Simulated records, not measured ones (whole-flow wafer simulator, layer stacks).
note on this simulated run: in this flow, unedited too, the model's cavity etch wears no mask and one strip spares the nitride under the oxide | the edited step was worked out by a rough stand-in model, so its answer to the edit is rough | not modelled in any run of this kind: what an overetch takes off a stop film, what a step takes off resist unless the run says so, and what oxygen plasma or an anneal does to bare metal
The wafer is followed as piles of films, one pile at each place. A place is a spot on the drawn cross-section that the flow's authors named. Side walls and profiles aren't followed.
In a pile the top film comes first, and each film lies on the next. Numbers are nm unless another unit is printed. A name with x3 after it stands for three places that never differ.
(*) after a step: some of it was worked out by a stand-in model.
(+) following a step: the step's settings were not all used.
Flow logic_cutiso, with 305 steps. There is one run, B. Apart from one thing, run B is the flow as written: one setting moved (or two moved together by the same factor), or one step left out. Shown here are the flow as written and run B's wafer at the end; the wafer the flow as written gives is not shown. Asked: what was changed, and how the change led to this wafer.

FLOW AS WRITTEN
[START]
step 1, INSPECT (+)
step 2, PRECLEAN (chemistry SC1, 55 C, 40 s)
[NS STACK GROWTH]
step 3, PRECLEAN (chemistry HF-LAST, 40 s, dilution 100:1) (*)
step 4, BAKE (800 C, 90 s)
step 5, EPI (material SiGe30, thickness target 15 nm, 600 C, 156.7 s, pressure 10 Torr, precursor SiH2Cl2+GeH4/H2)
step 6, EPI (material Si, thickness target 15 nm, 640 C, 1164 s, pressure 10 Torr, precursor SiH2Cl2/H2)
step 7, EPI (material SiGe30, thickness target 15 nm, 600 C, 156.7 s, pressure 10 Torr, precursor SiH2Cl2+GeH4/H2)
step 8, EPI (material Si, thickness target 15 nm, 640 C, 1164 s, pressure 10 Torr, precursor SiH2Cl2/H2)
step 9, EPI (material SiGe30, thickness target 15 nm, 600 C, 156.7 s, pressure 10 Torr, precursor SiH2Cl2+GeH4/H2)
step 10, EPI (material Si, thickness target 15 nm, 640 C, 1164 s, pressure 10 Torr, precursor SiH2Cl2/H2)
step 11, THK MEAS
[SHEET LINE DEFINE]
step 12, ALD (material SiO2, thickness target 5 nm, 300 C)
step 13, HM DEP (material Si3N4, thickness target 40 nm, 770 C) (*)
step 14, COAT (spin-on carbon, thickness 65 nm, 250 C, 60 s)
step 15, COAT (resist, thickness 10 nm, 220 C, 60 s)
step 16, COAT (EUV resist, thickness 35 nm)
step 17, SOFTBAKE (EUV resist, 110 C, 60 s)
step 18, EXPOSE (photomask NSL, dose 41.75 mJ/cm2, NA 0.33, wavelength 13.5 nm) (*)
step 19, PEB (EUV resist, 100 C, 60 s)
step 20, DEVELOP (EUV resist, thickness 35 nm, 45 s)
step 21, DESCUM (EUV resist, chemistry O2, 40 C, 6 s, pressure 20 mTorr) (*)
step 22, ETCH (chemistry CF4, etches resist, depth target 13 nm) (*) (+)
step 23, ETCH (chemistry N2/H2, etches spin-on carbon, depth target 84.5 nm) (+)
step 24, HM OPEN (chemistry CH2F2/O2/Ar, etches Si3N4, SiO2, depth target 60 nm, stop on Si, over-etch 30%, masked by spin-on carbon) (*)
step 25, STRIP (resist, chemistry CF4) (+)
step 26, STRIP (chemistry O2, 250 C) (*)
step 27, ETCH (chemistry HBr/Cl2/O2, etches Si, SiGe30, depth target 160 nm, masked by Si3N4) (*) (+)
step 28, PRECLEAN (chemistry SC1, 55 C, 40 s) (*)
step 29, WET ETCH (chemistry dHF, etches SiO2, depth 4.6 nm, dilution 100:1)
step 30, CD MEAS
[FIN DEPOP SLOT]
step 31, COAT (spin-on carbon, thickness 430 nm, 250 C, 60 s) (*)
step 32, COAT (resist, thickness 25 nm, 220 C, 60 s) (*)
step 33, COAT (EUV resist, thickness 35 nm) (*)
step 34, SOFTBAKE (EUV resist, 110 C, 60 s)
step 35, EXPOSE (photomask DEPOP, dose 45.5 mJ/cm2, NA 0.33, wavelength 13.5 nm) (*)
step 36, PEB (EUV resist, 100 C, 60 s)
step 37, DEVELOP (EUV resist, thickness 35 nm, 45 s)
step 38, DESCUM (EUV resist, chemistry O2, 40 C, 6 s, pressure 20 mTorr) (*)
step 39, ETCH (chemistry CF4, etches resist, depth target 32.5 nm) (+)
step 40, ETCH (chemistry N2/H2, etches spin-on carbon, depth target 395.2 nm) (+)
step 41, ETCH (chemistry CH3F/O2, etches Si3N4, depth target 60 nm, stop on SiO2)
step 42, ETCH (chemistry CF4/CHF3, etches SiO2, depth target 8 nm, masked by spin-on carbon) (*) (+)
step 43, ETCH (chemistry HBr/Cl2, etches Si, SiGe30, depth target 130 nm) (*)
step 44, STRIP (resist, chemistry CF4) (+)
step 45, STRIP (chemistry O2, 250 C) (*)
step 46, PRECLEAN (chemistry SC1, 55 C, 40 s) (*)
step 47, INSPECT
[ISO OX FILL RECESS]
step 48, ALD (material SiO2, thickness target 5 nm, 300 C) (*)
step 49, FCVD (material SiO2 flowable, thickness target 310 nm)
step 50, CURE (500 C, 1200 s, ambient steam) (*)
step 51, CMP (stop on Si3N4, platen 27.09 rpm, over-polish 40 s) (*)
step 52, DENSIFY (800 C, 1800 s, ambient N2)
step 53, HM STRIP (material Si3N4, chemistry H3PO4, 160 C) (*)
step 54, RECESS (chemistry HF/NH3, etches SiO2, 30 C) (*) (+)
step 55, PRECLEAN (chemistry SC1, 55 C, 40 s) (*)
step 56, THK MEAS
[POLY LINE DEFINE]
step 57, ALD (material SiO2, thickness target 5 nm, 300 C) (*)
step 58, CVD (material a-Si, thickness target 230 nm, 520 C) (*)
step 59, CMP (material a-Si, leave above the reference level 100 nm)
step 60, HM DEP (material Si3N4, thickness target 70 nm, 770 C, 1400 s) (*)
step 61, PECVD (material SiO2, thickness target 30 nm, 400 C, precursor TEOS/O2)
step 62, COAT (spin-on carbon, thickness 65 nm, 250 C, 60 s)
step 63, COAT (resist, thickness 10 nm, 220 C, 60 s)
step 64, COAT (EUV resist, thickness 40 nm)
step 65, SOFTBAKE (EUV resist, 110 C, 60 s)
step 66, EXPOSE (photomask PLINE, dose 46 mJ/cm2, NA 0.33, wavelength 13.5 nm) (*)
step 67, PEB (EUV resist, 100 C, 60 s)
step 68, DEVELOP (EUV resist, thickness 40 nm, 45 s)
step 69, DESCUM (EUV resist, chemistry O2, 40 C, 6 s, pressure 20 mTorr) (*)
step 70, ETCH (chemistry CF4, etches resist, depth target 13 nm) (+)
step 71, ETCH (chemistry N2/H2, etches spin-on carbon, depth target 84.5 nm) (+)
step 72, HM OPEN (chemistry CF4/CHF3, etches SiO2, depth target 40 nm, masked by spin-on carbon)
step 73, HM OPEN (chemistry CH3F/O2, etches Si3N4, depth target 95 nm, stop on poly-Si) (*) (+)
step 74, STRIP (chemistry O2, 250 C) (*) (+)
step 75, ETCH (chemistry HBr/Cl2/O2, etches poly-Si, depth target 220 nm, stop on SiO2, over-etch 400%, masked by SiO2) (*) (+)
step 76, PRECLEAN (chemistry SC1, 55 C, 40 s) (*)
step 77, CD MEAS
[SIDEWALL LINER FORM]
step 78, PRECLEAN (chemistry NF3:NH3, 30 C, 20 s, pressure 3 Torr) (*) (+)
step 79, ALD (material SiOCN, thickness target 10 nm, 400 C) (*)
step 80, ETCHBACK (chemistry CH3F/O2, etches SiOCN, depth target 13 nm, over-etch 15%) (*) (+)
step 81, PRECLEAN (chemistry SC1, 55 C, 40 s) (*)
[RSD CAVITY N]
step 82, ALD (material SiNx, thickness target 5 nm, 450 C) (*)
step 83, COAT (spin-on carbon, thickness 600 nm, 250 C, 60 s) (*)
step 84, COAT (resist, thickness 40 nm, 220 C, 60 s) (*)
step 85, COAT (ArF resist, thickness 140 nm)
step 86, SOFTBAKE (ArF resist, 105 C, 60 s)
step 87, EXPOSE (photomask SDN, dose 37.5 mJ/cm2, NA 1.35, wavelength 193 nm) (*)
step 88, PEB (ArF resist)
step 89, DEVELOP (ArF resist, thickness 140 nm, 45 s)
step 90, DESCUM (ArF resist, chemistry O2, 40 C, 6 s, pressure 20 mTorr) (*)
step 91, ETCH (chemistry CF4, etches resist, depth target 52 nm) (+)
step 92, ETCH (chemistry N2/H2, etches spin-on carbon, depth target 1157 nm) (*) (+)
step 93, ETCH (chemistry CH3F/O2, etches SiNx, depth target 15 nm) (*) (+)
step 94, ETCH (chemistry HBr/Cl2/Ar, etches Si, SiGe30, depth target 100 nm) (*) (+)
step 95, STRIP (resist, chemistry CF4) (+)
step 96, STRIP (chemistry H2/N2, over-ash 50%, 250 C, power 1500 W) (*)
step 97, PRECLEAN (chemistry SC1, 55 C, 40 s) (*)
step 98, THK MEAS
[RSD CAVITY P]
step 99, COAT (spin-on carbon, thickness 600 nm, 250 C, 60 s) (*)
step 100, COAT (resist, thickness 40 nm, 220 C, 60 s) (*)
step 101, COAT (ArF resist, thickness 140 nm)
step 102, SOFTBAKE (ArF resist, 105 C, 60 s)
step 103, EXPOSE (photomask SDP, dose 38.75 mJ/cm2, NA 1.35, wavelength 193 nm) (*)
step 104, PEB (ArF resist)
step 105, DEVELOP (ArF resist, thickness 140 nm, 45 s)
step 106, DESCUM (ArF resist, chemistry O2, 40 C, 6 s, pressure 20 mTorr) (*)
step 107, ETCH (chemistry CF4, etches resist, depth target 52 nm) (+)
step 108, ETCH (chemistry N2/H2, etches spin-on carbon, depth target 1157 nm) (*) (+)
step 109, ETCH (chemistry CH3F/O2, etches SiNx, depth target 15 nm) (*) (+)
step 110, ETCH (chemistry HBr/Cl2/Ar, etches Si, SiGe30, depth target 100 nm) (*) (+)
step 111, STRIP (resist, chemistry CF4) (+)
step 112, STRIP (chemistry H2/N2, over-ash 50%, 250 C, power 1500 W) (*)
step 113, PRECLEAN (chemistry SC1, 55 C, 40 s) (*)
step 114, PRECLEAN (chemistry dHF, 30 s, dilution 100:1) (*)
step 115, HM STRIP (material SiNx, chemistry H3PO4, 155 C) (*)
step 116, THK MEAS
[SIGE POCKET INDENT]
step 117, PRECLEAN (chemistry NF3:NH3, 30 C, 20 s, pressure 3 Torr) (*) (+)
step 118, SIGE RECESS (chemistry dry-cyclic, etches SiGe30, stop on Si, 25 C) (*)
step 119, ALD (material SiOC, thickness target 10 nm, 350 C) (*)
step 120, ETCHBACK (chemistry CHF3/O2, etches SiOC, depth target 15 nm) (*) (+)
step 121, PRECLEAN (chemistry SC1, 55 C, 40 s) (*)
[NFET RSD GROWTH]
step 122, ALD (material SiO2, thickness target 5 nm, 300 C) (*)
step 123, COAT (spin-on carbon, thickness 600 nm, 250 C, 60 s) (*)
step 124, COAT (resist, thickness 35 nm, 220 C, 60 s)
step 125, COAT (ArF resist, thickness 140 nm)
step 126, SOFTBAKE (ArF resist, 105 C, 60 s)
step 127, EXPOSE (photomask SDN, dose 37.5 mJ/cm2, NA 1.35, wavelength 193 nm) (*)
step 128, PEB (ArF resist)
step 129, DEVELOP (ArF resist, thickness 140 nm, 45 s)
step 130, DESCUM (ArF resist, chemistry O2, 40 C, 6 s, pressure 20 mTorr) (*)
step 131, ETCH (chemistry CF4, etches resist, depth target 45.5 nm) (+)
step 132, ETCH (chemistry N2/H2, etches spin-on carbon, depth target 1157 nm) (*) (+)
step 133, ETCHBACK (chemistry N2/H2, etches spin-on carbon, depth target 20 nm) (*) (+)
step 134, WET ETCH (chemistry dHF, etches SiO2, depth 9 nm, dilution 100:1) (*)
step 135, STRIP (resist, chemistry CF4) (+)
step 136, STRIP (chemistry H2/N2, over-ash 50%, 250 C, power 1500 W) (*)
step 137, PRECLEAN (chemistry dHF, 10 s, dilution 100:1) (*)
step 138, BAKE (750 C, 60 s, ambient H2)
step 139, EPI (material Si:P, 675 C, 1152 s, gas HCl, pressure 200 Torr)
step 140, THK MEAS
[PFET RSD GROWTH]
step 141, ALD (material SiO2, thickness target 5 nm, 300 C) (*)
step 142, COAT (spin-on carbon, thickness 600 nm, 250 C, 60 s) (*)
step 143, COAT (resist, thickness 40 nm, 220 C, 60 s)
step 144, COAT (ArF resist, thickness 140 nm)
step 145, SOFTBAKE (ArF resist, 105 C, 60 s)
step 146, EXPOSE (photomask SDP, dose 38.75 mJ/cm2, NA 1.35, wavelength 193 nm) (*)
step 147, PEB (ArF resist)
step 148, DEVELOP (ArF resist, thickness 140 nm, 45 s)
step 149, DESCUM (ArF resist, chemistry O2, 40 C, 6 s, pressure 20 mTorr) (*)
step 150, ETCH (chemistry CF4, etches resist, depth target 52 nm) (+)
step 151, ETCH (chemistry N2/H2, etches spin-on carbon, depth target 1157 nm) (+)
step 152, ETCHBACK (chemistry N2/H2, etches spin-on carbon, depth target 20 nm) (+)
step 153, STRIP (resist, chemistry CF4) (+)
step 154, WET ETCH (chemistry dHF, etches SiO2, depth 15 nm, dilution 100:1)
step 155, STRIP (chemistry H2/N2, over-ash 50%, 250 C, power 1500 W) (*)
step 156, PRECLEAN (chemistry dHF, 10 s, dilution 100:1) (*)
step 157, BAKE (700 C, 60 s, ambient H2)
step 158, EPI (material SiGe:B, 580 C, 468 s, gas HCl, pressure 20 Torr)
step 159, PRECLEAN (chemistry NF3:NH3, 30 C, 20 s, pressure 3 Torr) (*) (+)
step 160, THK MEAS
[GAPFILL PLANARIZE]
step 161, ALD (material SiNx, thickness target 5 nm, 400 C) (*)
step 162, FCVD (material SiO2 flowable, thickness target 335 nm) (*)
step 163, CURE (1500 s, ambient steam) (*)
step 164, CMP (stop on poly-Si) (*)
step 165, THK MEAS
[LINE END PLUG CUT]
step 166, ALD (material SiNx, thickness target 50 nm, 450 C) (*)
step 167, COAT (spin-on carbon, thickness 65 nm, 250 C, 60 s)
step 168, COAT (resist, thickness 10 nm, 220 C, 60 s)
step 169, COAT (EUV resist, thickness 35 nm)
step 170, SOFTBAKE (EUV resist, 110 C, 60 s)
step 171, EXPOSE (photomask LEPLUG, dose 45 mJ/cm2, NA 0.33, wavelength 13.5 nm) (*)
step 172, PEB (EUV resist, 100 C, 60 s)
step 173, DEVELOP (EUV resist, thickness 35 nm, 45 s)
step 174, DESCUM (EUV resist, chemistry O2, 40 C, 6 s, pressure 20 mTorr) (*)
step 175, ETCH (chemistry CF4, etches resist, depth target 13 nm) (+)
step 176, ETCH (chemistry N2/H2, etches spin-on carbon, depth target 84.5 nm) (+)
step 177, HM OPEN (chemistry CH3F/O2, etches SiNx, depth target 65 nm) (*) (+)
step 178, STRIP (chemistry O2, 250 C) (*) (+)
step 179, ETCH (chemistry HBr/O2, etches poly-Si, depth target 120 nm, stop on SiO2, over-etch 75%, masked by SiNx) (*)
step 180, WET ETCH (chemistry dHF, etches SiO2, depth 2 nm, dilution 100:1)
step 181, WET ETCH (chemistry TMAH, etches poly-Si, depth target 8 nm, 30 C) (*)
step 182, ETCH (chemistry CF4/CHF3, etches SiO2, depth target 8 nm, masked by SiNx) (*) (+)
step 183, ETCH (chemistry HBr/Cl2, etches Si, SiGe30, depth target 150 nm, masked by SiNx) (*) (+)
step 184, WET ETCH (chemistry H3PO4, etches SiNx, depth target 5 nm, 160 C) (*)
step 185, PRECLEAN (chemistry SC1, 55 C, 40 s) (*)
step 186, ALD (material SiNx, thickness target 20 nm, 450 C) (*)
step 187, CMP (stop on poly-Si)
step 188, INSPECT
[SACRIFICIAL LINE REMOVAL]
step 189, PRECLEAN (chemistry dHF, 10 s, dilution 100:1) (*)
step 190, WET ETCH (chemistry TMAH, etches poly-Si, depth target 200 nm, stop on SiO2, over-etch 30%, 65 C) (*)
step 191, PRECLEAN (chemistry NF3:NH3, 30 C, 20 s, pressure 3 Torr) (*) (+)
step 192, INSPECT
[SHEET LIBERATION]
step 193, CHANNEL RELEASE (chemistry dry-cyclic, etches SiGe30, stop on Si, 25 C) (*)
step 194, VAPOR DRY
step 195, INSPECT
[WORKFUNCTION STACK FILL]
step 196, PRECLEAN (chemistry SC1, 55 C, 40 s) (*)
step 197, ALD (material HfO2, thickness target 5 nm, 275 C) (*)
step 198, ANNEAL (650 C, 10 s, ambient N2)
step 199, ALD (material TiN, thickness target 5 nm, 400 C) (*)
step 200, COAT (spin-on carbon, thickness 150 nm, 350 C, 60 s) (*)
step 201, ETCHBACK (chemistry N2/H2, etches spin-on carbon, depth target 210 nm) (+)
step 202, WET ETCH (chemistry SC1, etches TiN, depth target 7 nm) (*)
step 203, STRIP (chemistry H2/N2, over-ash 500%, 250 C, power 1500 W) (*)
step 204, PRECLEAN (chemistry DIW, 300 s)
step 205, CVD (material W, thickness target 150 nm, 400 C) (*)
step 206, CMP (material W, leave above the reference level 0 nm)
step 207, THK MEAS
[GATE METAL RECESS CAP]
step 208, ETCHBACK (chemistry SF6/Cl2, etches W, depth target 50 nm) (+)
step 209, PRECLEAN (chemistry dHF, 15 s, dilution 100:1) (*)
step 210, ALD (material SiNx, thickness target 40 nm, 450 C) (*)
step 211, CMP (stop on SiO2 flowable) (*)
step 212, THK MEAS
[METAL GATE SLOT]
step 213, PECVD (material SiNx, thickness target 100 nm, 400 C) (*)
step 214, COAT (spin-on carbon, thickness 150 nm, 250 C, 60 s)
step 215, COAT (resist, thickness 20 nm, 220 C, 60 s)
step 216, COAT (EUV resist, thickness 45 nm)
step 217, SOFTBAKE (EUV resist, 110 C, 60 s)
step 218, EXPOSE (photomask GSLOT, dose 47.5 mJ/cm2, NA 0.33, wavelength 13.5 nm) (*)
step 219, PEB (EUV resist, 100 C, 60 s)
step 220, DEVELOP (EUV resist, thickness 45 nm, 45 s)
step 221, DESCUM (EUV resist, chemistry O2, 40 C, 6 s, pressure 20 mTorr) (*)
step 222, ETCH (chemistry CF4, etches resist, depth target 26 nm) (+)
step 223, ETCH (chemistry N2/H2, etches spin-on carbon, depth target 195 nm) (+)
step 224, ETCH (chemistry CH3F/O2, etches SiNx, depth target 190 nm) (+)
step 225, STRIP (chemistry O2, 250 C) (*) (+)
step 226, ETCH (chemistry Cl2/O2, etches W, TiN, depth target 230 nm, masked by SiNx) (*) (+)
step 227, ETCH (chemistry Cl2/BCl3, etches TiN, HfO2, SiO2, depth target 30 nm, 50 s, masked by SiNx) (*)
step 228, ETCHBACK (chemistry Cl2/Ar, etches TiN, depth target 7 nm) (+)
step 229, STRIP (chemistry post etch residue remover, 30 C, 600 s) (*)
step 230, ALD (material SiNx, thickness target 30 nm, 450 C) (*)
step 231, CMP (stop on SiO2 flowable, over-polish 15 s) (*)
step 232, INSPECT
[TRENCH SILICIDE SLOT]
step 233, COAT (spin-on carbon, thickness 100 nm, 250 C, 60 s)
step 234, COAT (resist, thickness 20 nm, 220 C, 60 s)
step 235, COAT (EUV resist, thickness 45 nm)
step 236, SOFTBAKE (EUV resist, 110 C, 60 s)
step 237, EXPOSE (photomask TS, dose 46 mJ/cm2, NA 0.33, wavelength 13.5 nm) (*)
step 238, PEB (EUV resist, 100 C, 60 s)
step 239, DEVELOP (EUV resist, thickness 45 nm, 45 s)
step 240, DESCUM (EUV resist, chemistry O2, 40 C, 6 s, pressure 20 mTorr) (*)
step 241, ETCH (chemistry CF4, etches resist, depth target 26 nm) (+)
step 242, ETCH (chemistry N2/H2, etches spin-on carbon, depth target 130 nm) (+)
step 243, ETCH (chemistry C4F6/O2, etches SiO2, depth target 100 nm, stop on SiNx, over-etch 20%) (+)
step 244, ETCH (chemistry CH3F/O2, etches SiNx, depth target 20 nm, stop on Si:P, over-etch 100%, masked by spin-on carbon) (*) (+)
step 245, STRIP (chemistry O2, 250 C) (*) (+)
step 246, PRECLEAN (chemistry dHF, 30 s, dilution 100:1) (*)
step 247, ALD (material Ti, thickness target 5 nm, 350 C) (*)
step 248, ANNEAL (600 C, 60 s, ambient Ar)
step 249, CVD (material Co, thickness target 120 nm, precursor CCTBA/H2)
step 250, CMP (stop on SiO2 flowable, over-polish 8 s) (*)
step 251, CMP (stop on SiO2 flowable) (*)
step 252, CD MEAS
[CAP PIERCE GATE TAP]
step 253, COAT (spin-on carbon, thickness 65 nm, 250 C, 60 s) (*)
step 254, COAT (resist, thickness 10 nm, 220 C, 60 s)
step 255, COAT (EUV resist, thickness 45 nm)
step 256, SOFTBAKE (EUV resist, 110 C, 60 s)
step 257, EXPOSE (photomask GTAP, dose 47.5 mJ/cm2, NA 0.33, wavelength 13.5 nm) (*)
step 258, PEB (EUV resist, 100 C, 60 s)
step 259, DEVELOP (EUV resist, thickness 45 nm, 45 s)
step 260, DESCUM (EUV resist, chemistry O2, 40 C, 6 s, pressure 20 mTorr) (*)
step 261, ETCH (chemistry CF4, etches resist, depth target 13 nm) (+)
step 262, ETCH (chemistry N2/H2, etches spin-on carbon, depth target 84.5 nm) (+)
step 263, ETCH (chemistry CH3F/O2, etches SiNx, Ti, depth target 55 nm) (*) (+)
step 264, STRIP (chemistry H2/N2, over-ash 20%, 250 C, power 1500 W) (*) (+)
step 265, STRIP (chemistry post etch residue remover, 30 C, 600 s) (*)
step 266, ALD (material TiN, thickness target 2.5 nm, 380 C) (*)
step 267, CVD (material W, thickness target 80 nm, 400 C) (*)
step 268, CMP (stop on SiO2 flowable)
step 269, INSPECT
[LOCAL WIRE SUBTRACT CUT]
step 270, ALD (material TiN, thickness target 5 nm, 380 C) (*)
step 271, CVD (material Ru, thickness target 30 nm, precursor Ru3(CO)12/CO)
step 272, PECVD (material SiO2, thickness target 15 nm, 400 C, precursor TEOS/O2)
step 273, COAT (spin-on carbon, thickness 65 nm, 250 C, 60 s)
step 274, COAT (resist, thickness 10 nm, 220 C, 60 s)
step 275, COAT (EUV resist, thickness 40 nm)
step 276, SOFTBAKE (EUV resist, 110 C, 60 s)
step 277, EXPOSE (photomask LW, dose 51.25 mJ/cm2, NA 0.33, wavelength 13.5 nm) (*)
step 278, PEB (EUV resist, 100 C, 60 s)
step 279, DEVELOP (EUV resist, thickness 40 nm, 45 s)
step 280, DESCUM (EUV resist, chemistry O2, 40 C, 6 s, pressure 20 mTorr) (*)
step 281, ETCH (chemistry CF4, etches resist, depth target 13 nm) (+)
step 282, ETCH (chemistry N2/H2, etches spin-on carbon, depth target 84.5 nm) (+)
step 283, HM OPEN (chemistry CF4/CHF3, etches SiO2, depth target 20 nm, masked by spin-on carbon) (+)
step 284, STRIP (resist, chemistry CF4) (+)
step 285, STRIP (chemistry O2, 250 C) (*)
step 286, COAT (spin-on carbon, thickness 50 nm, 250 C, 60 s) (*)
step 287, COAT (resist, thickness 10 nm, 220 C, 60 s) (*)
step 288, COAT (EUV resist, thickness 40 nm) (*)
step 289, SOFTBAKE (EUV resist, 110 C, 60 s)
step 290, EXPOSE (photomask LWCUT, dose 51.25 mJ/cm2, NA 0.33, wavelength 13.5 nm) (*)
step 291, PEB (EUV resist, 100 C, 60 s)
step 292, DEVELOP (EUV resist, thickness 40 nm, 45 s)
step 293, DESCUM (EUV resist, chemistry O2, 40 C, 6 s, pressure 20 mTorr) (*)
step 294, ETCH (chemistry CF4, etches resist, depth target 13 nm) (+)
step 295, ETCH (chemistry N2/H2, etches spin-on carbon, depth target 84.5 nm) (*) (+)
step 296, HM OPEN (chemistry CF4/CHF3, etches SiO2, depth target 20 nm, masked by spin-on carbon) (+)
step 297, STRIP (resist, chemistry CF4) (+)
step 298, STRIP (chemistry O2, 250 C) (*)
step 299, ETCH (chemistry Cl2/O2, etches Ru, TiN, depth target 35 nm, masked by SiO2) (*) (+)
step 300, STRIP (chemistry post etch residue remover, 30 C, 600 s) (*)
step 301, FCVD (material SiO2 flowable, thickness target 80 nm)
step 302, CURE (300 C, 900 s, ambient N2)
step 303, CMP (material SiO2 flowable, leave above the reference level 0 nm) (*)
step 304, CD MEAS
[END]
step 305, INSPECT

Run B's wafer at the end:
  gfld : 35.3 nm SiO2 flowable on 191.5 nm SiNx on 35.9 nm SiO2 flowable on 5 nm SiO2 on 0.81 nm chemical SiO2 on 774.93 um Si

The reason: step 227, ETCH: depth target 33 nm was run, whereas the flow has depth target 30 nm.

How this came from the change, step by step:
  step 227, ETCH (chemistry Cl2/BCl3, etches TiN, HfO2, SiO2, depth target 30 nm, 50 s, masked by SiNx) (*)
      gfld: HfO2 loses 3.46 (all of it), SiO2 flowable loses 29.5 (as written it would have been: HfO2 loses 3.46 (all of it), SiO2 flowable loses 26.5)
